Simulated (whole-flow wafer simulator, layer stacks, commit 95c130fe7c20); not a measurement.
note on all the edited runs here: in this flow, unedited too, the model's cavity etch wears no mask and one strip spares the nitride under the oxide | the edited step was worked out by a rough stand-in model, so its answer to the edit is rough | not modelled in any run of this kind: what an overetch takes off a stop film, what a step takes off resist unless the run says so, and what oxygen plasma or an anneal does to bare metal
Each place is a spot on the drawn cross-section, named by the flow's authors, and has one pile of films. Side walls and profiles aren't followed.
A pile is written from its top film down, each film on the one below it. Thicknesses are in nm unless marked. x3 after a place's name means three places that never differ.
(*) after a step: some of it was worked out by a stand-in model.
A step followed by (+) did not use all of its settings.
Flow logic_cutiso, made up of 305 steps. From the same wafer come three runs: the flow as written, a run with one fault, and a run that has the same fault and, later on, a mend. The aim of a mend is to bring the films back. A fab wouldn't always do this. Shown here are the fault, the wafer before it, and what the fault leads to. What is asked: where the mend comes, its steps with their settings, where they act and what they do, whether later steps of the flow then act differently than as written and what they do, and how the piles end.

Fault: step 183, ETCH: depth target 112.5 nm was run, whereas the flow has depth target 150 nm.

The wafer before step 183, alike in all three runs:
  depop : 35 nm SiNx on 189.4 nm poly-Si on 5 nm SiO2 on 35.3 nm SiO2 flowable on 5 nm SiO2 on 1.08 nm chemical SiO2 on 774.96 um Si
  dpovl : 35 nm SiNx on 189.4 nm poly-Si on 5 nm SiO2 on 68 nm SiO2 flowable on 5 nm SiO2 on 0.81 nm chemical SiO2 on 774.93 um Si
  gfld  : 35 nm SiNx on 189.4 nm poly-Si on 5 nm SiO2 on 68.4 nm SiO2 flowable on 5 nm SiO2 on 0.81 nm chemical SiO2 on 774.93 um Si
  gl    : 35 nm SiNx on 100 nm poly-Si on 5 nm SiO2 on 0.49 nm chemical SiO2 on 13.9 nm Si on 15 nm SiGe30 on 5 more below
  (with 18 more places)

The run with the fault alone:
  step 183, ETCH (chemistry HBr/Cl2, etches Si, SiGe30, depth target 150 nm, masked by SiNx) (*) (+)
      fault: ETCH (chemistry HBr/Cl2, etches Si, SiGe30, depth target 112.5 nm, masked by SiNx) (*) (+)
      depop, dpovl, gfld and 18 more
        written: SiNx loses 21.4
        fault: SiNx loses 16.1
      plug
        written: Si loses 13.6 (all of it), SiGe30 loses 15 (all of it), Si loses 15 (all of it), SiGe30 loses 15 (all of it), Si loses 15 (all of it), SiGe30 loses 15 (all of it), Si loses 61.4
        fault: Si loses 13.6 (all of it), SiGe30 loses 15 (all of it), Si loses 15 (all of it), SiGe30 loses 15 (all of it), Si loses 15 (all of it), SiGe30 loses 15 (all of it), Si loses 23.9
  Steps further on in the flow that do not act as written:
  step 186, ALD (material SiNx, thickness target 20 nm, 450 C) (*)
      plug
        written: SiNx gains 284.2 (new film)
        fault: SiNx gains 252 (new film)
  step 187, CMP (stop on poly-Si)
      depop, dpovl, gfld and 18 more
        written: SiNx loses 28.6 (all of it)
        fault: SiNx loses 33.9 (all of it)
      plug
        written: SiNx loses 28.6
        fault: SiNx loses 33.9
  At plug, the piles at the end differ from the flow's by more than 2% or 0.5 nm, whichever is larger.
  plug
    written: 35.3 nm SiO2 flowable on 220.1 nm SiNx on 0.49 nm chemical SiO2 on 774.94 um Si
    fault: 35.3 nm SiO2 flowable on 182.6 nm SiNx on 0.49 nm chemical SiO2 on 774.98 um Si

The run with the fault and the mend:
  After step 183 comes the mend.
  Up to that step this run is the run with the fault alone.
  step 183a, ETCH (chemistry HBr/Cl2, etches Si, SiGe30, depth target 37.5 nm, masked by SiNx) (*) (+) (the flow's step 183 again, with other settings)
      depop, dpovl, gfld and 18 more
        SiNx loses 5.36
      plug
        Si loses 37.5
  Later steps of the flow that are run all act as written at every place that is followed.
  By the end, the piles equal the flow's at every place that both follow.
